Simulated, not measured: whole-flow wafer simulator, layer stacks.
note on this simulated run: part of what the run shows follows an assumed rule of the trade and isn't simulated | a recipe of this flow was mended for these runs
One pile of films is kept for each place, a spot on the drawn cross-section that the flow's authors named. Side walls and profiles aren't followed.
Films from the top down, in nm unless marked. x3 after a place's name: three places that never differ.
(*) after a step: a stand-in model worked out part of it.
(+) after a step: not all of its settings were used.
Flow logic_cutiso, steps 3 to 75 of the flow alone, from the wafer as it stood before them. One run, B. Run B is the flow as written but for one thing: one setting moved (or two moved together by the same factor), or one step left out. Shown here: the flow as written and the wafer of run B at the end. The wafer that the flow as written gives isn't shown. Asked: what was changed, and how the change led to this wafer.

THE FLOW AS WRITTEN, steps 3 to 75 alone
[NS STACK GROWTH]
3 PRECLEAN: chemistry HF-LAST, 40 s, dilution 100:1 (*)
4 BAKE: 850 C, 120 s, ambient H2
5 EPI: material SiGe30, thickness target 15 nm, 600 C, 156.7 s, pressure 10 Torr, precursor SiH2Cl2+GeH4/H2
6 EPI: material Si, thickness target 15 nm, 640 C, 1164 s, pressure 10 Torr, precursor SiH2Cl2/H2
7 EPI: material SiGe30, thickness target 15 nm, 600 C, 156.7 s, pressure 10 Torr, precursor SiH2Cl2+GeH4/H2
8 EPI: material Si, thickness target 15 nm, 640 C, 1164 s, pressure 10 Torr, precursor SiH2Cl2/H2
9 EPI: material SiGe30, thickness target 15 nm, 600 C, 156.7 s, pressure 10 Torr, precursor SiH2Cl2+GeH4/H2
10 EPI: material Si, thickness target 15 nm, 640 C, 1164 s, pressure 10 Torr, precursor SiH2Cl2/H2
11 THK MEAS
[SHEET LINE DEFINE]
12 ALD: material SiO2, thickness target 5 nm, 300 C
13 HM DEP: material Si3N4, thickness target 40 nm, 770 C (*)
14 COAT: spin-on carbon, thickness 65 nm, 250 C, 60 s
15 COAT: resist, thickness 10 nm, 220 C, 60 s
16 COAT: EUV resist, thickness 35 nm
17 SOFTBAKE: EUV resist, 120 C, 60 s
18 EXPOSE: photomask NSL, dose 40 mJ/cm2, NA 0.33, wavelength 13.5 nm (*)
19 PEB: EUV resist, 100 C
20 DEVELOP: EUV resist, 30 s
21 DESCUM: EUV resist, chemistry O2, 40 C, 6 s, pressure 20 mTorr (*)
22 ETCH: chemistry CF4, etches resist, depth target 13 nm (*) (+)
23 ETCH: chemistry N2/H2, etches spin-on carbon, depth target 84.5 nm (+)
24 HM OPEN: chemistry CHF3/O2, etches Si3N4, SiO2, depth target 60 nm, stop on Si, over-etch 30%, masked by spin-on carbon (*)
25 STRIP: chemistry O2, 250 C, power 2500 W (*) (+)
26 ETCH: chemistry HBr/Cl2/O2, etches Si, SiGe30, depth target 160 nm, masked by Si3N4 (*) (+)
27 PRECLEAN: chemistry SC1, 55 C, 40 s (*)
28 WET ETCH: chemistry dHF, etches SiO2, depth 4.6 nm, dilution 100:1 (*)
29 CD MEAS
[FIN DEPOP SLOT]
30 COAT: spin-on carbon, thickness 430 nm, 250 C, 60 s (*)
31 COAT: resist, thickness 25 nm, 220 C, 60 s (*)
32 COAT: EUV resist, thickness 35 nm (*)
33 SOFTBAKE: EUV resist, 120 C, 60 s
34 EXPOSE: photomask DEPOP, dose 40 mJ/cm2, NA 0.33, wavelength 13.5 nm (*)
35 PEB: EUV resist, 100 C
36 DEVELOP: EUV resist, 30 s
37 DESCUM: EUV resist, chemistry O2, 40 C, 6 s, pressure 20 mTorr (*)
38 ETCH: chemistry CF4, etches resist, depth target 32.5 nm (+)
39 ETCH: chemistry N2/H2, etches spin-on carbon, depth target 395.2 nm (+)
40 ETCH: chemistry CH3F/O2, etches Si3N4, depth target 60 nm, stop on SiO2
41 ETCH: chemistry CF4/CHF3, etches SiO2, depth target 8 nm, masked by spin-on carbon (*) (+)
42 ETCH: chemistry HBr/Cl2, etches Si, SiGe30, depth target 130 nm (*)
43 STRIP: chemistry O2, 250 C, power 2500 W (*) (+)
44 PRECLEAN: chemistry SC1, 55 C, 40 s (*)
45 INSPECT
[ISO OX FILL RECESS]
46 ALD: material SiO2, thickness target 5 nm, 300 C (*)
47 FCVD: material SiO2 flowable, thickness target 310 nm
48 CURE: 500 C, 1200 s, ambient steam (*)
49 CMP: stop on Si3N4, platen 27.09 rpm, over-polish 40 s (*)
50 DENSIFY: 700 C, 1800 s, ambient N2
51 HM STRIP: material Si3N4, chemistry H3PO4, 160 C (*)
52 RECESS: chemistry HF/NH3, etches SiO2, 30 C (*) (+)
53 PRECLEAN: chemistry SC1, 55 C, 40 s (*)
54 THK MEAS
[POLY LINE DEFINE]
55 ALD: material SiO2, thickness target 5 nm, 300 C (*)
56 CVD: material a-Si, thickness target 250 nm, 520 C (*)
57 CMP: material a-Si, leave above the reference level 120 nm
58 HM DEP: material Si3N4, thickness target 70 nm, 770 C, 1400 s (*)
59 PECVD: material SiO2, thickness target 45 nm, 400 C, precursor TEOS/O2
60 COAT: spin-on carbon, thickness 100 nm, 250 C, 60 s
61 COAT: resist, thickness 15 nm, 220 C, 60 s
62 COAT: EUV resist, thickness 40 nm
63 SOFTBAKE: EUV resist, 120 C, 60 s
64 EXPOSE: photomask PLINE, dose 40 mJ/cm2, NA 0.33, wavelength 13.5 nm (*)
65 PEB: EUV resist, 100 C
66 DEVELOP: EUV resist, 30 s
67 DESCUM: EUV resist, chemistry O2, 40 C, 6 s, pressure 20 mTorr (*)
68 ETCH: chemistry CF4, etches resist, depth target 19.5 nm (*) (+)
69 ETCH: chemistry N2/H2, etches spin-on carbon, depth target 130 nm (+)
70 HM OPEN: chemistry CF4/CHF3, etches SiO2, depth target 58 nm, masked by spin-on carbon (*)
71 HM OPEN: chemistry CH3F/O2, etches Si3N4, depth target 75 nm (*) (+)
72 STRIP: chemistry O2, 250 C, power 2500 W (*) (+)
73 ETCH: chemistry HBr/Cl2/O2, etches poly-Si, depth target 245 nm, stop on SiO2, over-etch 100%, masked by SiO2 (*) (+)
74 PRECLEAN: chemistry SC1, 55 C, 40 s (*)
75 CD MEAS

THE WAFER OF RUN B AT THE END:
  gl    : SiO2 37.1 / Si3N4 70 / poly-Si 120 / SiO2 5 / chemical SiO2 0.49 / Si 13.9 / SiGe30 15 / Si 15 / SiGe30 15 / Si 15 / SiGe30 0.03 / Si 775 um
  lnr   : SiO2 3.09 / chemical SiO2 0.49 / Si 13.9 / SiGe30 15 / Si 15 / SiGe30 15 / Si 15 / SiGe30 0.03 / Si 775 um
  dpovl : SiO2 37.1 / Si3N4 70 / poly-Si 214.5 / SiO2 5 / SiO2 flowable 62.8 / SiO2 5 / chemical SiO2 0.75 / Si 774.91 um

The cause: step 5, EPI: 420 C was run, where the flow has 600 C.

How the change led to this, step by step:
  5 EPI: material SiGe30, thickness target 15 nm, 600 C, 156.7 s, pressure 10 Torr, precursor SiH2Cl2+GeH4/H2
      depop, dpovl, gfld and 19 more: SiGe30 +0.03 (new film) (as written it would be: SiGe30 +15 (new film))
  26 ETCH: chemistry HBr/Cl2/O2, etches Si, SiGe30, depth target 160 nm, masked by Si3N4 (*) (+)
      dpovl, gfld, gxf, iso, isow, lnri, nsgap: chemical SiO2 -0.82 (all of it), Si -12 (all of it), SiGe30 -15 (all of it), Si -15 (all of it), SiGe30 -15 (all of it), Si -15 (all of it), SiGe30 -0.03 (all of it), Si -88 (as written it would be: chemical SiO2 -0.82 (all of it), Si -12 (all of it), SiGe30 -15 (all of it), Si -15 (all of it), SiGe30 -15 (all of it), Si -15 (all of it), SiGe30 -15 (all of it), Si -73)
  42 ETCH: chemistry HBr/Cl2, etches Si, SiGe30, depth target 130 nm (*)
      depop: Si -13.8 (all of it), SiGe30 -15 (all of it), Si -15 (all of it), SiGe30 -15 (all of it), Si -15 (all of it), SiGe30 -0.03 (all of it), Si -56.2 (as written it would be: Si -13.8 (all of it), SiGe30 -15 (all of it), Si -15 (all of it), SiGe30 -15 (all of it), Si -15 (all of it), SiGe30 -15 (all of it), Si -41.2)
